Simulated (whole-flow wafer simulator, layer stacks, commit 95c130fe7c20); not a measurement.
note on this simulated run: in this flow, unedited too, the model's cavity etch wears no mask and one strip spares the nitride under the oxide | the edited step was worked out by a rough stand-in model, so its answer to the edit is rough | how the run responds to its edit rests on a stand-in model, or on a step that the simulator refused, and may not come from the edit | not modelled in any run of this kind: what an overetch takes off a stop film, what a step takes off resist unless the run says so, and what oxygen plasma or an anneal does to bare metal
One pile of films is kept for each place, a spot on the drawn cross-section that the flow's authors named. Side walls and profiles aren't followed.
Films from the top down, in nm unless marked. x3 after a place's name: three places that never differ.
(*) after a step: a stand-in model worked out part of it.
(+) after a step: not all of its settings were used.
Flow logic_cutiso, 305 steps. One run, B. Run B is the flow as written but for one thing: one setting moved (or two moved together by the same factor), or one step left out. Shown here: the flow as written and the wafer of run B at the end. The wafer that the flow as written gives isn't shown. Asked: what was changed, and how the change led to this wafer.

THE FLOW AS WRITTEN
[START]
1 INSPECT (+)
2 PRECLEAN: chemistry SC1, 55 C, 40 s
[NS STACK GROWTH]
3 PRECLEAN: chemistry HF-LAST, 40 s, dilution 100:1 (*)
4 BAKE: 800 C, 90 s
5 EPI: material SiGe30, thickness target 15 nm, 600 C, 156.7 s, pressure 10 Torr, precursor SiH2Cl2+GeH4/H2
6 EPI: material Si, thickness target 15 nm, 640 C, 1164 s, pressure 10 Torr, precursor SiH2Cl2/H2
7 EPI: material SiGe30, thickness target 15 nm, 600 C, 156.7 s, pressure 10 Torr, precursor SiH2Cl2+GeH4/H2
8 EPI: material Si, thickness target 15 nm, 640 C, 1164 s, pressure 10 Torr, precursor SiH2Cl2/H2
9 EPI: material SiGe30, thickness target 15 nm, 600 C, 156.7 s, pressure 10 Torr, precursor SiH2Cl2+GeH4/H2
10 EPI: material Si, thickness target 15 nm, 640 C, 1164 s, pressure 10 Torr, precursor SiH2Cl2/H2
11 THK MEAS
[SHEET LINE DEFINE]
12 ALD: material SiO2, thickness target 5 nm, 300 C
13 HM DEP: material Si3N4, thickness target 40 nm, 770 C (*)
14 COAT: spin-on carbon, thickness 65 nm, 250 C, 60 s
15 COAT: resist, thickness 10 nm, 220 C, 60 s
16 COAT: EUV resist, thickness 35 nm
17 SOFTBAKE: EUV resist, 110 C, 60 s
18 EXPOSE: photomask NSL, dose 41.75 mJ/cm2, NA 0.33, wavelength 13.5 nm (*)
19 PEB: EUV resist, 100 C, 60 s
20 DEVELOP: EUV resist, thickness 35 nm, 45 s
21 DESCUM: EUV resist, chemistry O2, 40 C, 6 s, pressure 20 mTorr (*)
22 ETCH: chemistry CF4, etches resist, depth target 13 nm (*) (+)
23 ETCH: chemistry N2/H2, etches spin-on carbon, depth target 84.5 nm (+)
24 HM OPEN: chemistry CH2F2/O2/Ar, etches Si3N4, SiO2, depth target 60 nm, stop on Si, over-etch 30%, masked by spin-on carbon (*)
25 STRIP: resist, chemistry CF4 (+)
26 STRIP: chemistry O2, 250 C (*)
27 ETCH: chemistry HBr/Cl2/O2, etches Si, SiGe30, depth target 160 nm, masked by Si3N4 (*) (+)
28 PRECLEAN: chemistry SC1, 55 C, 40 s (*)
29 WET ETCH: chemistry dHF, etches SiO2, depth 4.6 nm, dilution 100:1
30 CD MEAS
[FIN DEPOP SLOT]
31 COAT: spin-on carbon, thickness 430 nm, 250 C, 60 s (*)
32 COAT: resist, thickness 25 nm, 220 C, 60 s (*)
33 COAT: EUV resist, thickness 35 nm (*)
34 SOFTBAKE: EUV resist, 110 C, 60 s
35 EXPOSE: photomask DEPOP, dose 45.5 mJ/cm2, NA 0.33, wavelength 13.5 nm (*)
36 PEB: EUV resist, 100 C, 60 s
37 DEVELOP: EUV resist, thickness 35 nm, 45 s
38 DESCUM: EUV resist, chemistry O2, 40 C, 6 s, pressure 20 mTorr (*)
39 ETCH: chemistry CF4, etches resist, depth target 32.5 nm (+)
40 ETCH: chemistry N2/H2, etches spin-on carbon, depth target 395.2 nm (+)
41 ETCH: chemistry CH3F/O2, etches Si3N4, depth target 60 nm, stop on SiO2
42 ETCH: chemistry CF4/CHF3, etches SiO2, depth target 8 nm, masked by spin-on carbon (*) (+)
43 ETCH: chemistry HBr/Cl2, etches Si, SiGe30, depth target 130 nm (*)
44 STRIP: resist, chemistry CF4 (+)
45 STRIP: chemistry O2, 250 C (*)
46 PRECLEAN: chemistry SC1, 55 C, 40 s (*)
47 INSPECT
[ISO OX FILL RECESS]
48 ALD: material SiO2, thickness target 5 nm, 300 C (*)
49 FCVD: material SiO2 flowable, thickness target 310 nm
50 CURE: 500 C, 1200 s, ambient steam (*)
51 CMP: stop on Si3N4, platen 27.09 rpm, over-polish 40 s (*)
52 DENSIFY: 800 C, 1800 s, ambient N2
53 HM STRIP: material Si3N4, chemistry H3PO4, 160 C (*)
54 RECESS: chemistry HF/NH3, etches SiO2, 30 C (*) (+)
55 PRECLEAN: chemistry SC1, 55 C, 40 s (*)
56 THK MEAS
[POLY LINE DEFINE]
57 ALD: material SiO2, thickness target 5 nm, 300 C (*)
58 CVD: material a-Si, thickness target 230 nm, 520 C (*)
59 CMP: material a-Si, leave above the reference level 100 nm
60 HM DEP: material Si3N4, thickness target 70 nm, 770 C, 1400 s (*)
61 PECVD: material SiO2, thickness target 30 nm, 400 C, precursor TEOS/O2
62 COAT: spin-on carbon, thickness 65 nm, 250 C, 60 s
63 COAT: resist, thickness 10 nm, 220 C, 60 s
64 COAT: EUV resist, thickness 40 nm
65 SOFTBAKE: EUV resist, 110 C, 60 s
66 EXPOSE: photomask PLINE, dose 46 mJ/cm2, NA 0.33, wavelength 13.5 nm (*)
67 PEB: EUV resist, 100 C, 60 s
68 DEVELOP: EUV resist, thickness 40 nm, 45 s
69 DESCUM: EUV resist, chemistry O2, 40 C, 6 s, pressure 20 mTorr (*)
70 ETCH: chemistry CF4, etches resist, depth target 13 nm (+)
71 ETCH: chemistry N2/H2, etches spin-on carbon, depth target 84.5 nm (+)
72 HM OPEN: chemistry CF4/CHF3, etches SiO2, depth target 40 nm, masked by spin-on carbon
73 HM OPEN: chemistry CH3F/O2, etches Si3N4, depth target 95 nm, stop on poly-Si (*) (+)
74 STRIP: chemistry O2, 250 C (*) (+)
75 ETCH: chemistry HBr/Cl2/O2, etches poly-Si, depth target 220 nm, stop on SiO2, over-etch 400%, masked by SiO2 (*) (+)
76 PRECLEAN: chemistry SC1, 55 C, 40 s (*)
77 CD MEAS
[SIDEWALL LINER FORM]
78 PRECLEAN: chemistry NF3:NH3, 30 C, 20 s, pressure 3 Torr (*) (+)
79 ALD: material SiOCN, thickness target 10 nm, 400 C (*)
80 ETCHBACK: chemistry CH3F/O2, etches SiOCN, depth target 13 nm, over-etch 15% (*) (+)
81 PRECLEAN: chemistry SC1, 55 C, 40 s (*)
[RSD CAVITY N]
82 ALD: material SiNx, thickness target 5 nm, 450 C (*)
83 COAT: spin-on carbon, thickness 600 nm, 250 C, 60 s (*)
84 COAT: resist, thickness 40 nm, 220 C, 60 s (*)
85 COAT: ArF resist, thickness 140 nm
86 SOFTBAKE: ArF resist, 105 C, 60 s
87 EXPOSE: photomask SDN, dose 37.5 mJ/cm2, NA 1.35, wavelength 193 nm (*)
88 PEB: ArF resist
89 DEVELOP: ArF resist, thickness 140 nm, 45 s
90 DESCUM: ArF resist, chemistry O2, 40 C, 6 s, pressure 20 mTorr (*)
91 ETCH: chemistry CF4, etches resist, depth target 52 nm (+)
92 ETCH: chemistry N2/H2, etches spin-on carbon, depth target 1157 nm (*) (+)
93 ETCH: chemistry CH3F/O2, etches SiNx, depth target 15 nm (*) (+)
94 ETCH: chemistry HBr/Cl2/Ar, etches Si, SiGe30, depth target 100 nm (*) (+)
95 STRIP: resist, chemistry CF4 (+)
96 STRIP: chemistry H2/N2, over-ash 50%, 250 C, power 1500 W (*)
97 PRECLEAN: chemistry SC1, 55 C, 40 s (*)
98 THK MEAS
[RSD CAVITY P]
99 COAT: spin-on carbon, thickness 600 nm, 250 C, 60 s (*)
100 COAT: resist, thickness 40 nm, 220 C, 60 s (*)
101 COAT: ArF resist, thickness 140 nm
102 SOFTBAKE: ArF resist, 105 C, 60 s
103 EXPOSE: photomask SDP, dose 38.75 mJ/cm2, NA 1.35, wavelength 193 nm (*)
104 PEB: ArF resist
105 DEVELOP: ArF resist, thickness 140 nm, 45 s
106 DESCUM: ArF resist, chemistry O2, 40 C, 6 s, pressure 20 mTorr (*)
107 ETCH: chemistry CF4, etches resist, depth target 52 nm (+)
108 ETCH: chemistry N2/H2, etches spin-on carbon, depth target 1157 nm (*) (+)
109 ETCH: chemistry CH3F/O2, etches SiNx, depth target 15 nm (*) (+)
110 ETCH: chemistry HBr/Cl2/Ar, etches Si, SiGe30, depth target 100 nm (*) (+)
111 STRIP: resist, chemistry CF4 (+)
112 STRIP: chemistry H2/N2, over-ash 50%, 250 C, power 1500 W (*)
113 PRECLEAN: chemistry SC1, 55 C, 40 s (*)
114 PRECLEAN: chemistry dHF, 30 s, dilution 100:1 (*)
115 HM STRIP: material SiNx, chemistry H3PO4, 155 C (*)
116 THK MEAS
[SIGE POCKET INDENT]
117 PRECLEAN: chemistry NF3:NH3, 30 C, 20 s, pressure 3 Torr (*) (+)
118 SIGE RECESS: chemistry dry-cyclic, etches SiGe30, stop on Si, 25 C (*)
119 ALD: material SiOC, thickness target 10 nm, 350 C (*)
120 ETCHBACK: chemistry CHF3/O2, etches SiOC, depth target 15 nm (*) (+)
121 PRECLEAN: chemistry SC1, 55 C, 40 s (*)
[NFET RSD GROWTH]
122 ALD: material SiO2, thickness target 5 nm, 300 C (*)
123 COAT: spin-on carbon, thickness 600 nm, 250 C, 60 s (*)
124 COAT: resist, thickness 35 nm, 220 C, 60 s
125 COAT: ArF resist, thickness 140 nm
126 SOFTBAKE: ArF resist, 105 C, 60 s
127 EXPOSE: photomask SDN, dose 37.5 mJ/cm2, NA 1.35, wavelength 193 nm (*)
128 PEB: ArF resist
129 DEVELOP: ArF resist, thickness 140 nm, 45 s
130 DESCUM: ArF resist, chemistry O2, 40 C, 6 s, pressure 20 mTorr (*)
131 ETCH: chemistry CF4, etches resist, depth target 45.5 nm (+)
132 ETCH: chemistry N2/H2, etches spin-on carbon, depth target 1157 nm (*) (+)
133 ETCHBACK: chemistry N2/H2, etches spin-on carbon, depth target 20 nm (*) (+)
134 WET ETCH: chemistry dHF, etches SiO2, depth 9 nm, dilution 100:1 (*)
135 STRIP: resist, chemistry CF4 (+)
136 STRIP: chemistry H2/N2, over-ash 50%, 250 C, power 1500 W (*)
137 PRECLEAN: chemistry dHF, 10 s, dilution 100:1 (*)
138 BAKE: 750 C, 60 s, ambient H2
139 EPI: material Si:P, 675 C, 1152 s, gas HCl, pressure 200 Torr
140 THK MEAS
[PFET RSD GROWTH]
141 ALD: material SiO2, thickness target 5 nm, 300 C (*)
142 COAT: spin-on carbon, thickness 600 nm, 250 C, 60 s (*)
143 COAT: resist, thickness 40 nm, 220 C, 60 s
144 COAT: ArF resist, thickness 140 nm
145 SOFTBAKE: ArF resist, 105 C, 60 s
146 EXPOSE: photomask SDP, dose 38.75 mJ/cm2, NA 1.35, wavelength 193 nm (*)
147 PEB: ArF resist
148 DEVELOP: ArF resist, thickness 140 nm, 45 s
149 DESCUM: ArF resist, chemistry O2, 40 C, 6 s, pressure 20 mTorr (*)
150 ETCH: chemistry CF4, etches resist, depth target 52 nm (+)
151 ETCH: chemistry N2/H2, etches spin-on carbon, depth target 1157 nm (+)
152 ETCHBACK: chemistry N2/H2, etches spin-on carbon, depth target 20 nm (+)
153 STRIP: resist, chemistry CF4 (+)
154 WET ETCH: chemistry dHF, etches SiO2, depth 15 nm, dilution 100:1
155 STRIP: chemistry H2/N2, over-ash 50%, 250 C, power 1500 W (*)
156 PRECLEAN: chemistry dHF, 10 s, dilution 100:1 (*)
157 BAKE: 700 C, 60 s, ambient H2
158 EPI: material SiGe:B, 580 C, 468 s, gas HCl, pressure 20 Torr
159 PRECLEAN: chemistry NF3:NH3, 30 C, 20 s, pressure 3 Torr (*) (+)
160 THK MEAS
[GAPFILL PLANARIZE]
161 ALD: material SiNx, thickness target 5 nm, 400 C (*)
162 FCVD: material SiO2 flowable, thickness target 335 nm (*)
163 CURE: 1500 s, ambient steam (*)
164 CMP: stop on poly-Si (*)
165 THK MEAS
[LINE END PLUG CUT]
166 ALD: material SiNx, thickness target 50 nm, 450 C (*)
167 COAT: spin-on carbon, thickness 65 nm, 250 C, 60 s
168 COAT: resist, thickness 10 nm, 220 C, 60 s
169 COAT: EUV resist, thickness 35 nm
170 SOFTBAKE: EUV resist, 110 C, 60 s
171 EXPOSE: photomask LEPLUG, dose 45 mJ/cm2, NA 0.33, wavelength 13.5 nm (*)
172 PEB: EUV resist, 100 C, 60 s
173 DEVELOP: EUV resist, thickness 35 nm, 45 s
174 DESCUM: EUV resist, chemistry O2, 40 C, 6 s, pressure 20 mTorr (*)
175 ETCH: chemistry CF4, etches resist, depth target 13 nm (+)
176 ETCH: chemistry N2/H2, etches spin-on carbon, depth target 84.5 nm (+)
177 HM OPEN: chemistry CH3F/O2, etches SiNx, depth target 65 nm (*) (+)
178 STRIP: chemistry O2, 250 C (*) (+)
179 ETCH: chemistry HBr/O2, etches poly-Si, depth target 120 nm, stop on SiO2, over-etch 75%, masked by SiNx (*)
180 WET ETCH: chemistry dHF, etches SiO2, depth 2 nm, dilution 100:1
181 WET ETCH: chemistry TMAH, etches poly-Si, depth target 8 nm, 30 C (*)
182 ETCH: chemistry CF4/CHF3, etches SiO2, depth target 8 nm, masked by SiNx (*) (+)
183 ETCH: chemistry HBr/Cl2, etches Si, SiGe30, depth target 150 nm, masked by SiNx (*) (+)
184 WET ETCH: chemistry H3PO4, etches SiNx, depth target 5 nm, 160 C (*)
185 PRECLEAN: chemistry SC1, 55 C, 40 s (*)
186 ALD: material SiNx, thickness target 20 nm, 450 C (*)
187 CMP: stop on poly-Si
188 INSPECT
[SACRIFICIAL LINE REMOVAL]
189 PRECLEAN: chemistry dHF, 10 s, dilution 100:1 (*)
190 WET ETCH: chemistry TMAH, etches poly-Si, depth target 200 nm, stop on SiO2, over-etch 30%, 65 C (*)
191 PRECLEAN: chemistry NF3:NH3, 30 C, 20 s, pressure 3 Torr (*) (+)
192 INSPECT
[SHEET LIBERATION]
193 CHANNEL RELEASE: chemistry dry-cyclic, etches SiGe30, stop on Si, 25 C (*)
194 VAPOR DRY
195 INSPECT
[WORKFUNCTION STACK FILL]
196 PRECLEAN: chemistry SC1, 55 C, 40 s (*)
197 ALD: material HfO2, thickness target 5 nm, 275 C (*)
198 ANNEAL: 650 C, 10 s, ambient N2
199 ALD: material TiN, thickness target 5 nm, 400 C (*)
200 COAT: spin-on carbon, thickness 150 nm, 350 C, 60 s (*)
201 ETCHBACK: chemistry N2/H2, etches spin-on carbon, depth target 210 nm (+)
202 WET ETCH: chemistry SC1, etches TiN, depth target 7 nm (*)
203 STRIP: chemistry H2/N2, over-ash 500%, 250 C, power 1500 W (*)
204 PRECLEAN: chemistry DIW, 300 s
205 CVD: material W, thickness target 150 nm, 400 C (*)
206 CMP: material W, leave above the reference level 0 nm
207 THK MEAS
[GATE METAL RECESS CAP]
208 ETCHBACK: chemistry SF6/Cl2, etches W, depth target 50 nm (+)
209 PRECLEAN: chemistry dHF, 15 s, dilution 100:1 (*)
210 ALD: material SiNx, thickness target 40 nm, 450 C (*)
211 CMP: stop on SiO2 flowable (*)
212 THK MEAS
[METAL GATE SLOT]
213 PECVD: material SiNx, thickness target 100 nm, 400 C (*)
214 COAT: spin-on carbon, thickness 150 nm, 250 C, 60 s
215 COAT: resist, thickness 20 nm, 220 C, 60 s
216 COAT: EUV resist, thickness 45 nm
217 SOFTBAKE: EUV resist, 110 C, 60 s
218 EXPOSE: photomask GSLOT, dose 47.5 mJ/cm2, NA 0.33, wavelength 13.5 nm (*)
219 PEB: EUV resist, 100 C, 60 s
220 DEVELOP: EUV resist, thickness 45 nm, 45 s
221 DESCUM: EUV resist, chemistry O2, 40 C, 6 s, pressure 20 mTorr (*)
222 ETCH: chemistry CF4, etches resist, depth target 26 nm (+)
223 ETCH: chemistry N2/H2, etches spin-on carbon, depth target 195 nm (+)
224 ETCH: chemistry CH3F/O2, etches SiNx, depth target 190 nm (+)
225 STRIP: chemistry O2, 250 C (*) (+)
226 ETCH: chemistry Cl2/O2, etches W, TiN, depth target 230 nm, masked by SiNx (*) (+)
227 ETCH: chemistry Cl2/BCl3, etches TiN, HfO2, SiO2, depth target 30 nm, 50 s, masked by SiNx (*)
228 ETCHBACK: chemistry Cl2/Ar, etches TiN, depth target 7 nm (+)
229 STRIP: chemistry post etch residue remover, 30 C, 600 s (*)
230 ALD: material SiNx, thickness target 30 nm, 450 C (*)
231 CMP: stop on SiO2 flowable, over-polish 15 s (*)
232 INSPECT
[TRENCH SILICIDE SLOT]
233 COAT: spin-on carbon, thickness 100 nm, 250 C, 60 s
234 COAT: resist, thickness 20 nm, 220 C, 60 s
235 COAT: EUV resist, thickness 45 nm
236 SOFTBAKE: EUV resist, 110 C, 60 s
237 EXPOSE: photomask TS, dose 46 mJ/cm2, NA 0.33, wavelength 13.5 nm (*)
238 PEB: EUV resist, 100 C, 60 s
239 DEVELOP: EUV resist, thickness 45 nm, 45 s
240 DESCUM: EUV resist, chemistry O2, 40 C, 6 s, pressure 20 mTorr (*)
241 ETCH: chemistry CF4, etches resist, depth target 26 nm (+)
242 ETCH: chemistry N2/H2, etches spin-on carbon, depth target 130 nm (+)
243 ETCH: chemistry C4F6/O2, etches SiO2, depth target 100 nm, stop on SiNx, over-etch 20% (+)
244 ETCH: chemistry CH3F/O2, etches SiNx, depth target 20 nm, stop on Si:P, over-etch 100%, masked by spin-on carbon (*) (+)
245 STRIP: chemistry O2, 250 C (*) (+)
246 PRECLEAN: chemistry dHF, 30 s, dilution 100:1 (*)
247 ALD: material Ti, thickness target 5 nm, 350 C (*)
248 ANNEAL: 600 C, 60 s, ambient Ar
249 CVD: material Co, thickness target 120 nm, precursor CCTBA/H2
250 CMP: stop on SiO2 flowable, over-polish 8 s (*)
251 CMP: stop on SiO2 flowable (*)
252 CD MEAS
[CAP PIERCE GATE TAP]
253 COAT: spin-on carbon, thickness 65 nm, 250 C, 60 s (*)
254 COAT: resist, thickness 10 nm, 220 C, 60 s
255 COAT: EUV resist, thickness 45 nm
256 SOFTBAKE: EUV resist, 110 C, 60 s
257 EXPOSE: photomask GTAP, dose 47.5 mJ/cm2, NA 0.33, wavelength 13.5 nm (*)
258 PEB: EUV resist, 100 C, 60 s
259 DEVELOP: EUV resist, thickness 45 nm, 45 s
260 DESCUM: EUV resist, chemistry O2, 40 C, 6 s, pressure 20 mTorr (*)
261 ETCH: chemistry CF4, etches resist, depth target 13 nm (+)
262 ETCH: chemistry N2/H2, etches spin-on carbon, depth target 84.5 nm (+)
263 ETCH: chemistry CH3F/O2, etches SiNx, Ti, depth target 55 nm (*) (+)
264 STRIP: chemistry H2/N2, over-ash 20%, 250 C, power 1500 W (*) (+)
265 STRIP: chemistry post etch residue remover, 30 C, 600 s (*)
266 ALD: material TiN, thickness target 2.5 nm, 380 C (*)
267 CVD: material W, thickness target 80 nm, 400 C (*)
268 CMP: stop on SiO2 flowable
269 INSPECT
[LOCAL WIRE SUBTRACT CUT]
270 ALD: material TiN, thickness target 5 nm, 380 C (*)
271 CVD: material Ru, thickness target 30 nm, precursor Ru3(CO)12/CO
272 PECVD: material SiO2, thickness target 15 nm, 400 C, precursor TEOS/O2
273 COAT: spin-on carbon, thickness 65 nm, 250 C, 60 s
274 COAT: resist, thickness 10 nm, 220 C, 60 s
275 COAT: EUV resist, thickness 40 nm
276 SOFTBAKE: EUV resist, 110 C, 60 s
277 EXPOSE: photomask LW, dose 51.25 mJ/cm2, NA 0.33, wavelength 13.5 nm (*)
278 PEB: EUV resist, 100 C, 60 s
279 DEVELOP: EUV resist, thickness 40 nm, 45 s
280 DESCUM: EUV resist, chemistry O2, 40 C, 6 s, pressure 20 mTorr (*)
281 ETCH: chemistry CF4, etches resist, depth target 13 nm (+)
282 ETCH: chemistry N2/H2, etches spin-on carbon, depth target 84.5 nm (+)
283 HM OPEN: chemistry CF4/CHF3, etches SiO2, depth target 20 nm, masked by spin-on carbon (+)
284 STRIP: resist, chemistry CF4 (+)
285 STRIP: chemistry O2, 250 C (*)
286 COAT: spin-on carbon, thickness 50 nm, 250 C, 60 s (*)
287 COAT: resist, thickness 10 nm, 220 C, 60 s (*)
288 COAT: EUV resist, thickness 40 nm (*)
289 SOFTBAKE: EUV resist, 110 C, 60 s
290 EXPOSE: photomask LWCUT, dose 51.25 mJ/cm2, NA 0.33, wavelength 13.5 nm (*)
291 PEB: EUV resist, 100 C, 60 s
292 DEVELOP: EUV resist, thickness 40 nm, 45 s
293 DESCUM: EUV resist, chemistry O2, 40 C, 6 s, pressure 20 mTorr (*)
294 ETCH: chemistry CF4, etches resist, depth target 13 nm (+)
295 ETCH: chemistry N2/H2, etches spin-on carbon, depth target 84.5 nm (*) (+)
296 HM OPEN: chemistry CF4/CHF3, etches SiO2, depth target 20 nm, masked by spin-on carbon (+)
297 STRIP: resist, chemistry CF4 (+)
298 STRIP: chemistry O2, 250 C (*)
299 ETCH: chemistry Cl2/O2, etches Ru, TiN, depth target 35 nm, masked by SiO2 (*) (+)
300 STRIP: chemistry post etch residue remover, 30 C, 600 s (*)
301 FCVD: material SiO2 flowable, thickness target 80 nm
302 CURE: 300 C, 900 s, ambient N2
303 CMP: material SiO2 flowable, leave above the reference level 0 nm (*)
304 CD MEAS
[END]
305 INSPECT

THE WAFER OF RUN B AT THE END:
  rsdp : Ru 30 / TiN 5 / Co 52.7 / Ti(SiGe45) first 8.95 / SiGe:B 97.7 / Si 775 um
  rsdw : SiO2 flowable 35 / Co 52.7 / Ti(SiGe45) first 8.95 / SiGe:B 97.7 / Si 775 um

The cause: step 110, ETCH: depth target 85 nm was run, where the flow has depth target 100 nm.

How the change led to this, step by step:
  110 ETCH: chemistry HBr/Cl2/Ar, etches Si, SiGe30, depth target 100 nm (*) (+)
      rsdp, rsdw: chemical SiO2 -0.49 (all of it), Si -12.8 (all of it), SiGe30 -15 (all of it), Si -15 (all of it), SiGe30 -15 (all of it), Si -15 (all of it), SiGe30 -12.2 (as written it would be: chemical SiO2 -0.49 (all of it), Si -12.8 (all of it), SiGe30 -15 (all of it), Si -15 (all of it), SiGe30 -15 (all of it), Si -15 (all of it), SiGe30 -15 (all of it), Si -12.2)
  115 HM STRIP: material SiNx, chemistry H3PO4, 155 C (*)
      rsdp, rsdw: chemical SiO2 +0.5 (new film), SiGe30 -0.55 (as written it would be: chemical SiO2 +0.5 (new film), Si -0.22)
  118 SIGE RECESS: chemistry dry-cyclic, etches SiGe30, stop on Si, 25 C (*)
      rsdp, rsdw: SiGe30 -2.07 (all of it) (as written it would be: nothing)
  158 EPI: material SiGe:B, 580 C, 468 s, gas HCl, pressure 20 Torr
      rsdp, rsdw: SiGe:B +104.2 (new film) (as written it would be: SiGe:B +116.8 (new film))
